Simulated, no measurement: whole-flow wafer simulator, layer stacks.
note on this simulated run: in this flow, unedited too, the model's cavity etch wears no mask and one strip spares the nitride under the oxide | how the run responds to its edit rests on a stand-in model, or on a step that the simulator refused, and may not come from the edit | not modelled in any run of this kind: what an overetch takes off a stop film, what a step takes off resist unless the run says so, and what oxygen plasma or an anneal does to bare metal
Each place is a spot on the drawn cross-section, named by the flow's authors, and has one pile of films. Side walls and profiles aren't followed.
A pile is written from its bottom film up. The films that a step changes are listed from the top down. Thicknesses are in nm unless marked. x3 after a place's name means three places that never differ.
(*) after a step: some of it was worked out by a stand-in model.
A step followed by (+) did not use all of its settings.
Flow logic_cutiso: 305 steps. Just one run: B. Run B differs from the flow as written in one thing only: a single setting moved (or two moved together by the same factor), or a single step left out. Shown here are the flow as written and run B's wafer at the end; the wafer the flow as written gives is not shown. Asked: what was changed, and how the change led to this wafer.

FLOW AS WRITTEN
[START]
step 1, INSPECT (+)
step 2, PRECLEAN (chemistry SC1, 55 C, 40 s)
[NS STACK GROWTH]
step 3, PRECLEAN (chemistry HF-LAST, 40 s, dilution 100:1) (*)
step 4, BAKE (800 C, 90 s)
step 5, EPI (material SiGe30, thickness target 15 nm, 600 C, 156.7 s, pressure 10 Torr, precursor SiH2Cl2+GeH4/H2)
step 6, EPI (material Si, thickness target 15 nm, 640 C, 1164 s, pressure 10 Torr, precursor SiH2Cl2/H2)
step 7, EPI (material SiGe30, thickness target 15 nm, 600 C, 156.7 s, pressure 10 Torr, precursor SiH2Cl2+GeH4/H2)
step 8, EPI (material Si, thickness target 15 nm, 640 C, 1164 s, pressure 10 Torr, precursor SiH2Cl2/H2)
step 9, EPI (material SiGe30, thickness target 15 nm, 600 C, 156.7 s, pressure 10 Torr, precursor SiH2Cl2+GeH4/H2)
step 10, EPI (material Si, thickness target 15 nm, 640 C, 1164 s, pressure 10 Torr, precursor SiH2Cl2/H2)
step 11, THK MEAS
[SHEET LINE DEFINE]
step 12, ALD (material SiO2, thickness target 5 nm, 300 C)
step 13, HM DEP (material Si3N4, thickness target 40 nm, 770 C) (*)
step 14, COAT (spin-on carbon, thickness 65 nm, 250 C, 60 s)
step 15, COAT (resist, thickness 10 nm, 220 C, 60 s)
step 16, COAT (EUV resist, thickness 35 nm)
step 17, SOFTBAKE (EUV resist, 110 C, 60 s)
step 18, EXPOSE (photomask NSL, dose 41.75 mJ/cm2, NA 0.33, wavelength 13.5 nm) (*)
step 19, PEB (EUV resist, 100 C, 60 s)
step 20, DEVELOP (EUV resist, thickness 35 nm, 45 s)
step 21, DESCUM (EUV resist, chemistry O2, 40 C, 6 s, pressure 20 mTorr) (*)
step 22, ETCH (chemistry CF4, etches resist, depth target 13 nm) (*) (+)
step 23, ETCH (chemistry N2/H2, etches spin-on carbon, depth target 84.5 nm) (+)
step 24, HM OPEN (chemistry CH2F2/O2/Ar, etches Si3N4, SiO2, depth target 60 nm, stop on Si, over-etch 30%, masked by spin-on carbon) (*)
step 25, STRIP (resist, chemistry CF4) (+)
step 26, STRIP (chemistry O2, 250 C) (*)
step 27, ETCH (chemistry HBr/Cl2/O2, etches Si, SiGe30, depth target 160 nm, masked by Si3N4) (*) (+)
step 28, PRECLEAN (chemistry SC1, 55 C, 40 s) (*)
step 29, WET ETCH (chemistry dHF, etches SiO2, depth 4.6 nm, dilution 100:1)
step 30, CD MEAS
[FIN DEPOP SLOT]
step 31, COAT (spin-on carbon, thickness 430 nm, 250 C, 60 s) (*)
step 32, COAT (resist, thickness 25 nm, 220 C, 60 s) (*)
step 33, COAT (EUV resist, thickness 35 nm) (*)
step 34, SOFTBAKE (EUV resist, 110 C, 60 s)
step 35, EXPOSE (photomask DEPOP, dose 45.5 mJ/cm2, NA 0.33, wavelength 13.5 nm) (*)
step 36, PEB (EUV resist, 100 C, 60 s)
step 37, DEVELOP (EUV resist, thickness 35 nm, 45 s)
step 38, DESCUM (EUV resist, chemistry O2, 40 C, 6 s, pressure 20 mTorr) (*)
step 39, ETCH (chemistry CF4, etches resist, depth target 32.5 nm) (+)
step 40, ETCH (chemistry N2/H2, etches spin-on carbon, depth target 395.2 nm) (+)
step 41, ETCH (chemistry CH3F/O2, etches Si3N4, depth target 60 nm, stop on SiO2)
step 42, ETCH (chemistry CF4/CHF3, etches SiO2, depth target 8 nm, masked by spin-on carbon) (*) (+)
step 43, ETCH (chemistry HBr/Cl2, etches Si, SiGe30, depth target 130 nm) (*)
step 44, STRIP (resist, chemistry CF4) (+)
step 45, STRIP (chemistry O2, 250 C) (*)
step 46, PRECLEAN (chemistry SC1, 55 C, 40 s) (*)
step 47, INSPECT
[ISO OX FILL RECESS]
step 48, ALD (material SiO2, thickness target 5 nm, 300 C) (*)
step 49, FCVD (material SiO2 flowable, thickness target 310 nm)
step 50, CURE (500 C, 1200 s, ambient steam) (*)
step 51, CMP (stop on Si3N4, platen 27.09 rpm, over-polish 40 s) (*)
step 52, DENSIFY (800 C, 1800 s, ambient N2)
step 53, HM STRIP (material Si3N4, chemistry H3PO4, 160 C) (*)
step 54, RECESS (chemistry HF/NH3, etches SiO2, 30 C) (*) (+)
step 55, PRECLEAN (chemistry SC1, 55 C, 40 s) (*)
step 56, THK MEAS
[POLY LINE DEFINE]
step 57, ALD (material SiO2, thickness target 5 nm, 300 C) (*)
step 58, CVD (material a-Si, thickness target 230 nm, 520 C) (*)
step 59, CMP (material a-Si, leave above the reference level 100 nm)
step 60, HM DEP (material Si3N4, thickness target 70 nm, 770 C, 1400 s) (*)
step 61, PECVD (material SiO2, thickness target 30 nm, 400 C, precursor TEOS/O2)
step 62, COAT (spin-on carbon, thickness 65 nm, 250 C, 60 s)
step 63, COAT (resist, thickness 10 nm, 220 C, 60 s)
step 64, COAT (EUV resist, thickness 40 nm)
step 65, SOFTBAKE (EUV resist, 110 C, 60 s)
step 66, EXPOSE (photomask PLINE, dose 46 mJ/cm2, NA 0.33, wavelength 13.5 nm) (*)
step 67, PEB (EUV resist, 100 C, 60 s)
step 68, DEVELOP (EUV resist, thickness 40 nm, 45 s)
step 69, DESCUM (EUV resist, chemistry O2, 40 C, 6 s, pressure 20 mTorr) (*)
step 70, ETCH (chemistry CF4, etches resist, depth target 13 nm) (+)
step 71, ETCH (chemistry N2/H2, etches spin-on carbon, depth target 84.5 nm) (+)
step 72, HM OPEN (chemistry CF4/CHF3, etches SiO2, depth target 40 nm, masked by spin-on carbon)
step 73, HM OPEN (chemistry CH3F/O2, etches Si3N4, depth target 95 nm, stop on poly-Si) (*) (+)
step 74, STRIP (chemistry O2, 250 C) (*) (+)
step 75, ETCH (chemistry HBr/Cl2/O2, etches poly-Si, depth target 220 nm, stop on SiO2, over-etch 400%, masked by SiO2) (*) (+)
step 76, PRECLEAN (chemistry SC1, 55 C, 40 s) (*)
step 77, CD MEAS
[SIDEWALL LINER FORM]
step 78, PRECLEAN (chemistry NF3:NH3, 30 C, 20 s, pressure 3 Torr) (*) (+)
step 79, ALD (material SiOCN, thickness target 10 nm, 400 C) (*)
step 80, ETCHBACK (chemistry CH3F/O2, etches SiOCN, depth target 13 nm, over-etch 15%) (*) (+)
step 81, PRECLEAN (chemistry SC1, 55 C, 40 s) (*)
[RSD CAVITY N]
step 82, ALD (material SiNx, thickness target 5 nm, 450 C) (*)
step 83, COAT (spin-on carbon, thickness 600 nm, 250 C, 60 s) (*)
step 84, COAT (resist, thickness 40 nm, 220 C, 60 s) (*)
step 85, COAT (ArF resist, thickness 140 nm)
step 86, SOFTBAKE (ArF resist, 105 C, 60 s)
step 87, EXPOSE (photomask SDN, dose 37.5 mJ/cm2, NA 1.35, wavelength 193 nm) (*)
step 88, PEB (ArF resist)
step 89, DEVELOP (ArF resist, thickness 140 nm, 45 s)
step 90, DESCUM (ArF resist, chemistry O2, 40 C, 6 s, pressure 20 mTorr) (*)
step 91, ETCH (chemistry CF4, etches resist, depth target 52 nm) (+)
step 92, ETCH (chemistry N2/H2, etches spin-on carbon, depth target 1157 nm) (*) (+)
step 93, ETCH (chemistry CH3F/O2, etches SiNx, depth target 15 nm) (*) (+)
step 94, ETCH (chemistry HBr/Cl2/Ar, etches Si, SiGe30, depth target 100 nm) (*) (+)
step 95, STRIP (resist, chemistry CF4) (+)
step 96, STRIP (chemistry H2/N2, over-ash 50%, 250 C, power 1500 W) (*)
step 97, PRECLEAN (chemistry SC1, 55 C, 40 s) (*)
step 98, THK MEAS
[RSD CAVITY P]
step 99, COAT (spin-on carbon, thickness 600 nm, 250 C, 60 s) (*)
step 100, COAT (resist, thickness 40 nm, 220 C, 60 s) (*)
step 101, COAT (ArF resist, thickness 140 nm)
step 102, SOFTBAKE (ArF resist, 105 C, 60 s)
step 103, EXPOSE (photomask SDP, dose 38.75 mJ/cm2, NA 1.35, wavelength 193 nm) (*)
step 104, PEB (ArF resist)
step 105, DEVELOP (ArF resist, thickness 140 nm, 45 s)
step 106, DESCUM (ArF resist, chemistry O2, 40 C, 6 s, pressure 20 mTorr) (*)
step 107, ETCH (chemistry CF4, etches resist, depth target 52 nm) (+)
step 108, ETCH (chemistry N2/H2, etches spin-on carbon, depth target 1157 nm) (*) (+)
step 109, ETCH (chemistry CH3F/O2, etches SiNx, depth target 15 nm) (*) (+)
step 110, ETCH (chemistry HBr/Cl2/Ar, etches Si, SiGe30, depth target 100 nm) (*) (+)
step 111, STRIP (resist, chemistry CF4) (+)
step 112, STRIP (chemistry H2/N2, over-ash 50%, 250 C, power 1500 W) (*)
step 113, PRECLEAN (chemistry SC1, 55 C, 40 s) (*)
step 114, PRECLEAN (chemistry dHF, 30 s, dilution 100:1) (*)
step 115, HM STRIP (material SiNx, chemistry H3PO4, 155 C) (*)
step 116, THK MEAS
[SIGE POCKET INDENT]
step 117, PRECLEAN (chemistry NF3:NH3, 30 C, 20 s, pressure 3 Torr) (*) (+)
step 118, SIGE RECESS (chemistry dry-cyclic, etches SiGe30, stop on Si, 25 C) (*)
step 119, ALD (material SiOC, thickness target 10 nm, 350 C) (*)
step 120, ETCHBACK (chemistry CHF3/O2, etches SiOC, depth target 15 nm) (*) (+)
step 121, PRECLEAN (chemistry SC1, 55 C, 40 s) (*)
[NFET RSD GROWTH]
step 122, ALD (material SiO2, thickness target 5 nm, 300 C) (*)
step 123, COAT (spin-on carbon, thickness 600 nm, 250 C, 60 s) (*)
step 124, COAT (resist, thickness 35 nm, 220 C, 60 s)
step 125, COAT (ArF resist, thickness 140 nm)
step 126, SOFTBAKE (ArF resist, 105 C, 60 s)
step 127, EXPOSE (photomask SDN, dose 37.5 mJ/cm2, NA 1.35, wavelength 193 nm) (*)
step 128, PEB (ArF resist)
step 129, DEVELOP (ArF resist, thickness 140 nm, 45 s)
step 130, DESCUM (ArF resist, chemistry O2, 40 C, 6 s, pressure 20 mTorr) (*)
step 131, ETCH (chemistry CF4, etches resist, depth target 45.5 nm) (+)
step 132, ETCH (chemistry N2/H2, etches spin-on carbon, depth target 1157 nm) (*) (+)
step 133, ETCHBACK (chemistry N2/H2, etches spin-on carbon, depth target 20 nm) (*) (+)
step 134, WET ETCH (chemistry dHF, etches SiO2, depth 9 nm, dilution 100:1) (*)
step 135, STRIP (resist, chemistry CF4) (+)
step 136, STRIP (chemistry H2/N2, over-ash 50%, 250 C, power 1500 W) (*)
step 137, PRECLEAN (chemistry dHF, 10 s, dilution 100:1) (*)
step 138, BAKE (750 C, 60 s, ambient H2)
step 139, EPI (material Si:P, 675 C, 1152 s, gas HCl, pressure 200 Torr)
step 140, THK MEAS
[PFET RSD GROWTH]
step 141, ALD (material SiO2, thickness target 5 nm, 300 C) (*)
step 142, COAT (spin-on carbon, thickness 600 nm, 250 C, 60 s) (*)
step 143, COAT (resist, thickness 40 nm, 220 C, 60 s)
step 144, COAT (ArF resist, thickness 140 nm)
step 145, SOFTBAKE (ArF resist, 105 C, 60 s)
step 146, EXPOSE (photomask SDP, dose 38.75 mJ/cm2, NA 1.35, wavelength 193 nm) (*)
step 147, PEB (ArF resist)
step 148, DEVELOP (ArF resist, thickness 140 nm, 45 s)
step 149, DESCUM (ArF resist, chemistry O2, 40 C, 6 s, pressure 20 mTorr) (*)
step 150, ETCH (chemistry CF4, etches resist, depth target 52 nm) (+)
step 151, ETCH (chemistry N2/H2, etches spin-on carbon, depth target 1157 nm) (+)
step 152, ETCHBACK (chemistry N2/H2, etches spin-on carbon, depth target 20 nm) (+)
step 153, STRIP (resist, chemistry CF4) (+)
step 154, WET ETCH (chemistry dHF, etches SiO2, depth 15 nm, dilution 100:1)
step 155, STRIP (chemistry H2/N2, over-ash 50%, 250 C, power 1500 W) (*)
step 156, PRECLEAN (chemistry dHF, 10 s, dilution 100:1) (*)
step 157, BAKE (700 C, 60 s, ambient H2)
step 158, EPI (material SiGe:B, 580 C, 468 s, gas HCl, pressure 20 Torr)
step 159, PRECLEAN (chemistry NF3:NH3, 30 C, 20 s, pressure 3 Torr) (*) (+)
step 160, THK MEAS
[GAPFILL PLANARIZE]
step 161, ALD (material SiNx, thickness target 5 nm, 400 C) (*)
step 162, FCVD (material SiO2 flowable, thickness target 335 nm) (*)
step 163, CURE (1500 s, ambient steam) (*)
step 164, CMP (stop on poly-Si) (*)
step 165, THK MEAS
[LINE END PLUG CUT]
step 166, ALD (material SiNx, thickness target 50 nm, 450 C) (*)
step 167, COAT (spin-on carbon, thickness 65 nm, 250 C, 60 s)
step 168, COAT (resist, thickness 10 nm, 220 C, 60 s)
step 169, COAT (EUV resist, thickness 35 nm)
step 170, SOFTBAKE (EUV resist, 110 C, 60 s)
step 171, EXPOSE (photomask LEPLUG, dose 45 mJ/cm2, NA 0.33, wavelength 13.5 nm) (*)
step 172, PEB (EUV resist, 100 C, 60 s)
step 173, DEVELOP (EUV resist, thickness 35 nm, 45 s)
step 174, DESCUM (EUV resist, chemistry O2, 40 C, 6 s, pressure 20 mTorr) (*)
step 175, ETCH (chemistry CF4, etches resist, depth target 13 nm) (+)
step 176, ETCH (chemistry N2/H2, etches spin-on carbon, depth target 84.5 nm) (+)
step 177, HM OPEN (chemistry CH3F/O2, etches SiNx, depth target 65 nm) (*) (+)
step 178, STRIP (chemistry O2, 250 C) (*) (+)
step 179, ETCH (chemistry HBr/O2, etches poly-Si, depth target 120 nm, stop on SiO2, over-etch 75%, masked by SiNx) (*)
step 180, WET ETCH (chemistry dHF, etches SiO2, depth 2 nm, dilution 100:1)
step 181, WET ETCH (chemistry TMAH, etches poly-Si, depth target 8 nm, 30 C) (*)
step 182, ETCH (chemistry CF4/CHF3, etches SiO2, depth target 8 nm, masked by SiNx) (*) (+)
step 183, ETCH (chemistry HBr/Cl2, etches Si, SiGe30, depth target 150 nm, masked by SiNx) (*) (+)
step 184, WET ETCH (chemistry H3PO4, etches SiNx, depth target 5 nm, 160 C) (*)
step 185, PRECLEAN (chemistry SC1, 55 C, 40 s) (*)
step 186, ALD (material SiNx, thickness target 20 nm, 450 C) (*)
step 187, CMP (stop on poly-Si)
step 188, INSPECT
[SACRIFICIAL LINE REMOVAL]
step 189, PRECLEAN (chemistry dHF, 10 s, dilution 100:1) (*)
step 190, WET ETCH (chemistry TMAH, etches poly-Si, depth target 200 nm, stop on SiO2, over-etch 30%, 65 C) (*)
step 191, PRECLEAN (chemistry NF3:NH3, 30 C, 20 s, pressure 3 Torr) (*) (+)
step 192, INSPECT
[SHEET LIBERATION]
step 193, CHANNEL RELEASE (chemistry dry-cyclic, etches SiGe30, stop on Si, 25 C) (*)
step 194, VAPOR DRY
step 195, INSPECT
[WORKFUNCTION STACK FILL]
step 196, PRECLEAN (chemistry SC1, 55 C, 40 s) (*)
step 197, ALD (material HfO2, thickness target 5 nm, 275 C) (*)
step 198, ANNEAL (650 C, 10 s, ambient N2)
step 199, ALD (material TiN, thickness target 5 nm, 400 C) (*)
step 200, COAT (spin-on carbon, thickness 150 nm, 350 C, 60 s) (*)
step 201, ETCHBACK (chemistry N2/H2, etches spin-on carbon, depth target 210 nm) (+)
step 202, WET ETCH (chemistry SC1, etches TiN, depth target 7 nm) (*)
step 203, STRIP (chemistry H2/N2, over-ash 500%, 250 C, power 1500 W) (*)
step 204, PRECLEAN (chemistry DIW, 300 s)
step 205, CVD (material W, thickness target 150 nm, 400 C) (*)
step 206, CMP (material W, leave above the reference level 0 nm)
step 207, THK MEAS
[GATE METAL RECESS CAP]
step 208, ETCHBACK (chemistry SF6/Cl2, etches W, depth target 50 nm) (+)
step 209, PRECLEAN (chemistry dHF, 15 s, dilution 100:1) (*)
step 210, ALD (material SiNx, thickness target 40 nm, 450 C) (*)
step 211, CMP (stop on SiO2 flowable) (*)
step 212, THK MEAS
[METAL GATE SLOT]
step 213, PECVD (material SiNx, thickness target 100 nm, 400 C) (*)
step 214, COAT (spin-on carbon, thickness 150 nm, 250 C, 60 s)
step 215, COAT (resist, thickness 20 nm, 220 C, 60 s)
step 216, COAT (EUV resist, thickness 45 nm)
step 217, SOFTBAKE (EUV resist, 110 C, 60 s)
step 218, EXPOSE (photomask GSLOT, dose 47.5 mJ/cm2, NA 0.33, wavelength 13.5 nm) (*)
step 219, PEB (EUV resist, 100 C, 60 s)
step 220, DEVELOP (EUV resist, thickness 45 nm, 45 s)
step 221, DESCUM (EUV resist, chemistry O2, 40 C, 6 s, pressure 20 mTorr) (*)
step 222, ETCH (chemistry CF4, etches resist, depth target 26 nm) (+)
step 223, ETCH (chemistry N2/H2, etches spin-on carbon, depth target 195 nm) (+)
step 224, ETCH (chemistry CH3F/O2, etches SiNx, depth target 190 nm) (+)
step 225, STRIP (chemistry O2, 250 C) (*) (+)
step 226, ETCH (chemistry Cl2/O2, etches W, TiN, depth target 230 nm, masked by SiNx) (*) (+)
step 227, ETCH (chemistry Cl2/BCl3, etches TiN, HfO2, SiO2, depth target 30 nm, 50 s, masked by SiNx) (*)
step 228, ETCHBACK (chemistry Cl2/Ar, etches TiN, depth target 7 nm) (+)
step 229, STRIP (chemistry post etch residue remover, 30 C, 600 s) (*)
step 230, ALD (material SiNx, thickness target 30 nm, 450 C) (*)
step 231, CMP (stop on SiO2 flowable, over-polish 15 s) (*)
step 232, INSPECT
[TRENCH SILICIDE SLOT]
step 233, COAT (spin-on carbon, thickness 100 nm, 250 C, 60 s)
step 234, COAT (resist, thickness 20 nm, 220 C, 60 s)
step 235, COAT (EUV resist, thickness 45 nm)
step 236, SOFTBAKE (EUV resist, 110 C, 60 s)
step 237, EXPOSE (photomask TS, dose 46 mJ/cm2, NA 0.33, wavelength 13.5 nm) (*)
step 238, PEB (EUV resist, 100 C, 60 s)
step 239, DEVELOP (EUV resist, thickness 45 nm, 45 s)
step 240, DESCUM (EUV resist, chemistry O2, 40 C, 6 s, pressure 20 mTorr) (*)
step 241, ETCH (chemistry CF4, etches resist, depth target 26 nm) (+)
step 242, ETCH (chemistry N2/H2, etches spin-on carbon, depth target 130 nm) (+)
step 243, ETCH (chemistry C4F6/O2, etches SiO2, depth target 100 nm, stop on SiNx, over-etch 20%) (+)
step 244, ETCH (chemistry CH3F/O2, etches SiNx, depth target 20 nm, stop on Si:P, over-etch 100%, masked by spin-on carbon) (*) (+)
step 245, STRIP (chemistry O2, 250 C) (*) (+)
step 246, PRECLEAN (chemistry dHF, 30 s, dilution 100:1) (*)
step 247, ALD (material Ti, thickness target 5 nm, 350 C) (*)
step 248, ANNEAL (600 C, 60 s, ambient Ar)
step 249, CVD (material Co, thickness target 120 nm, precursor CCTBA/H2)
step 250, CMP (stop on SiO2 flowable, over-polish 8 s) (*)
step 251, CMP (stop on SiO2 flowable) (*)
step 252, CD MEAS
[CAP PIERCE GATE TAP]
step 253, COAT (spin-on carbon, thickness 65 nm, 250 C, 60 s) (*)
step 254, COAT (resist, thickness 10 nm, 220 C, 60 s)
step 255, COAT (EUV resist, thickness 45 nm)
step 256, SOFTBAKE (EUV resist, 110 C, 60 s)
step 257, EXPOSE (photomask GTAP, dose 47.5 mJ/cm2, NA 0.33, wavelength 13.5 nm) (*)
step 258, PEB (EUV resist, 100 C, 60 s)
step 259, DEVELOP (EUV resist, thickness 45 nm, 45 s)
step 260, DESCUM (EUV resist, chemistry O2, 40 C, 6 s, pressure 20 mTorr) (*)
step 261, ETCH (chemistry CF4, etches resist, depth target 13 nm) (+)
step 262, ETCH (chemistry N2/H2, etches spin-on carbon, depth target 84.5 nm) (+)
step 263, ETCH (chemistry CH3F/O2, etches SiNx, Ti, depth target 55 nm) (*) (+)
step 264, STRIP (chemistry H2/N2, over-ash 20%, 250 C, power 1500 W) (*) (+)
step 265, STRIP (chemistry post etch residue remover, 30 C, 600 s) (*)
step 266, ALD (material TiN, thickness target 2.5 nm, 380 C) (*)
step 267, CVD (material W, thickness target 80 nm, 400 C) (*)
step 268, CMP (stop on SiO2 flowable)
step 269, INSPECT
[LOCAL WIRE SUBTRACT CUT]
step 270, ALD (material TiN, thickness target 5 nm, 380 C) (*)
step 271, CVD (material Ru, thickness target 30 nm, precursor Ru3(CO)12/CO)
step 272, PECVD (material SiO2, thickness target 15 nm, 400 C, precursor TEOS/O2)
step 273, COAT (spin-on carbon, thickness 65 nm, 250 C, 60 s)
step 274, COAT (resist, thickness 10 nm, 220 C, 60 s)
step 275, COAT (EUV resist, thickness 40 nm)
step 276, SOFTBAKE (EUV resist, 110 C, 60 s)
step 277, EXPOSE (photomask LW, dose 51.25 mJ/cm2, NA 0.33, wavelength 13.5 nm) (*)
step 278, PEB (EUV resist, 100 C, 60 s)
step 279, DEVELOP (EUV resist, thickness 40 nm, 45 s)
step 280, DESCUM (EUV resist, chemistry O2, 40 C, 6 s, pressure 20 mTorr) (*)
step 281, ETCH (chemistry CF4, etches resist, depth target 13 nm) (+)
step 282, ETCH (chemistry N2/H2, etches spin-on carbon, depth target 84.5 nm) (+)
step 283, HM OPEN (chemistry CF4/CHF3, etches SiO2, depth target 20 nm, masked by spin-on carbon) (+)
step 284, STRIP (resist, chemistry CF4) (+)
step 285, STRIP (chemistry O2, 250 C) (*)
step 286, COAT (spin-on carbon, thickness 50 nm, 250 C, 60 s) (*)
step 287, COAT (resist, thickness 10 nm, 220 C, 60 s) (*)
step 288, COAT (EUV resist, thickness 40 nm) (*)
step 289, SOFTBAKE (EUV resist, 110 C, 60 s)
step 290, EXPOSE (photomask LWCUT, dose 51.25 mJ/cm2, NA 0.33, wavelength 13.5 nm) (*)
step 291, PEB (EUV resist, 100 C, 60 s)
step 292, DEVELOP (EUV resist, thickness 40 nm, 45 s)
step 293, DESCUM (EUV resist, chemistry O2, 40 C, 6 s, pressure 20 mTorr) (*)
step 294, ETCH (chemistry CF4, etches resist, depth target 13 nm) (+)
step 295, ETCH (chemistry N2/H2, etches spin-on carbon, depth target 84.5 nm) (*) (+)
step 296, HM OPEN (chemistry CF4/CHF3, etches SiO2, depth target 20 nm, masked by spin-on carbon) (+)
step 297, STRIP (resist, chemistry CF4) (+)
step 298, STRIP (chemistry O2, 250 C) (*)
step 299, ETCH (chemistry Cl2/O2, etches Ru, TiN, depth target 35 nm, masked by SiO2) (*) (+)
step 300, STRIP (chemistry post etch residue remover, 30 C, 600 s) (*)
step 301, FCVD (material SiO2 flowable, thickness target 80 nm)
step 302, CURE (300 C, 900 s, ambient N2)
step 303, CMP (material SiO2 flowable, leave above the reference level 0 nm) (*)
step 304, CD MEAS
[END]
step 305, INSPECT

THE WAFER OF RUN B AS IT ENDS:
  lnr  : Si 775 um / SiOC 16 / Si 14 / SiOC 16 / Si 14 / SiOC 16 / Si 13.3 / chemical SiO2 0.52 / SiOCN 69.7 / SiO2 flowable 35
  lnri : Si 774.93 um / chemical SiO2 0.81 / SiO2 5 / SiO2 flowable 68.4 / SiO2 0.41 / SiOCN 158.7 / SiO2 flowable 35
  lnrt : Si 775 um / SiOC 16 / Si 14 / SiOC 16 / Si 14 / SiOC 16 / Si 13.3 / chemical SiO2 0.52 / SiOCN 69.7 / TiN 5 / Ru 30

The reason: step 78, PRECLEAN: chemistry NF3:NH3, 30 C, 20 s, pressure 3 Torr (*) (+), was omitted.

Step by step, how the change led to this:
  step 80, ETCHBACK (chemistry CH3F/O2, etches SiOCN, depth target 13 nm, over-etch 15%) (*) (+)
      rsdn, rsdp, rsdw, rsdx: -10 SiOCN (all of it), -0.52 chemical SiO2 (all of it), -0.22 Si (as written it would have been: -10 SiOCN (all of it), -0.7 Si)
      lnr, lnrp, lnrt: +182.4 SiOCN (as written it would have been: +175.1 SiOCN)
  step 119, ALD (material SiOC, thickness target 10 nm, 350 C) (*)
      gxn, gxp: +10 SiOC (new film) (as written it would have been: +11 SiOC (new film))
  step 120, ETCHBACK (chemistry CHF3/O2, etches SiOC, depth target 15 nm) (*) (+)
      gl, tap: -10 SiOC (all of it), -5 SiO2 (as written it would have been: -10 SiOC (all of it), -4.21 SiO2 (all of it), -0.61 Si3N4)
      glp: -10 SiOC (all of it), -5 SiO2 (as written it would have been: -10 SiOC (all of it), -4.25 SiO2 (all of it), -0.58 Si3N4)
      (as well as at 2 more places)
  step 122, ALD (material SiO2, thickness target 5 nm, 300 C) (*)
      gl, glp, tap: +5 SiO2 (as written it would have been: +5 SiO2 (new film))
      gxn: +10 SiO2 (as written it would have been: +6.76 SiO2 (new film))
      (as well as at 1 more place)
  step 132, ETCH (chemistry N2/H2, etches spin-on carbon, depth target 1157 nm) (*) (+)
      gl, tap: -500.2 spin-on carbon (all of it), -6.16 SiO2 (as written it would have been: -501.7 spin-on carbon (all of it), -5 SiO2 (all of it), -0.5 Si3N4)
  step 133, ETCHBACK (chemistry N2/H2, etches spin-on carbon, depth target 20 nm) (*) (+)
      gl, tap: -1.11 SiO2 (as written it would have been: -0.56 Si3N4)
      gxn: -1.11 SiO2 (as written it would have been: -0.7 SiO2 (all of it), -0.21 Si3N4)
  step 134, WET ETCH (chemistry dHF, etches SiO2, depth 9 nm, dilution 100:1) (*)
      gl, tap: -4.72 SiO2 (all of it), -0.13 Si3N4 (as written it would have been: -0.34 Si3N4)
      gxn: -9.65 SiO2 (all of it) (as written it would have been: -0.34 Si3N4)
  step 141, ALD (material SiO2, thickness target 5 nm, 300 C) (*)
      gxn: +13.7 SiO2 (new film) (as written it would have been: +10.1 SiO2 (new film))
  step 153, STRIP (resist, chemistry CF4) (+)
      glp: -7.23 SiO2 (as written it would have been: -1.36 SiO2 (all of it))
      gxp: -6.15 SiO2 (as written it would have been: -3.06 SiO2 (all of it))
  step 154, WET ETCH (chemistry dHF, etches SiO2, depth 15 nm, dilution 100:1)
      glp: -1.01 SiO2 (all of it) (as written it would have been: nothing)
      gxp: -7.03 SiO2 (all of it) (as written it would have been: nothing)
  step 161, ALD (material SiNx, thickness target 5 nm, 400 C) (*)
      gxn: +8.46 SiNx (new film) (as written it would have been: +5 SiNx (new film))
  step 164, CMP (stop on poly-Si) (*)
      depop, dpovl, isow, ns, nsgap: -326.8 SiO2 flowable (all of it), -5 SiNx (all of it), -12 SiO2 (all of it), -70 Si3N4 (all of it) (as written it would have been: -326.8 SiO2 flowable (all of it), -5 SiNx (all of it), -4.13 SiO2 (all of it), -70 Si3N4 (all of it))
      gfld, gxf: -249.1 SiO2 flowable (all of it), -5 SiNx (all of it), -12 SiO2 (all of it), -70 Si3N4 (all of it) (as written it would have been: -251.9 SiO2 flowable (all of it), -5 SiNx (all of it), -4.13 SiO2 (all of it), -70 Si3N4 (all of it))
      (as well as at 8 more places)
  step 197, ALD (material HfO2, thickness target 5 nm, 275 C) (*)
      gxf: +5 HfO2 (new film) (as written it would have been: +7.7 HfO2 (new film))
  step 199, ALD (material TiN, thickness target 5 nm, 400 C) (*)
      gfld: +5 TiN (new film) (as written it would have been: +7.64 TiN (new film))
  step 226, ETCH (chemistry Cl2/O2, etches W, TiN, depth target 230 nm, masked by SiNx) (*) (+)
      gfld: -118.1 W (all of it), -5 TiN (all of it), -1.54 HfO2 (as written it would have been: -115.4 W (all of it), -7.64 TiN (all of it), -1.54 HfO2)
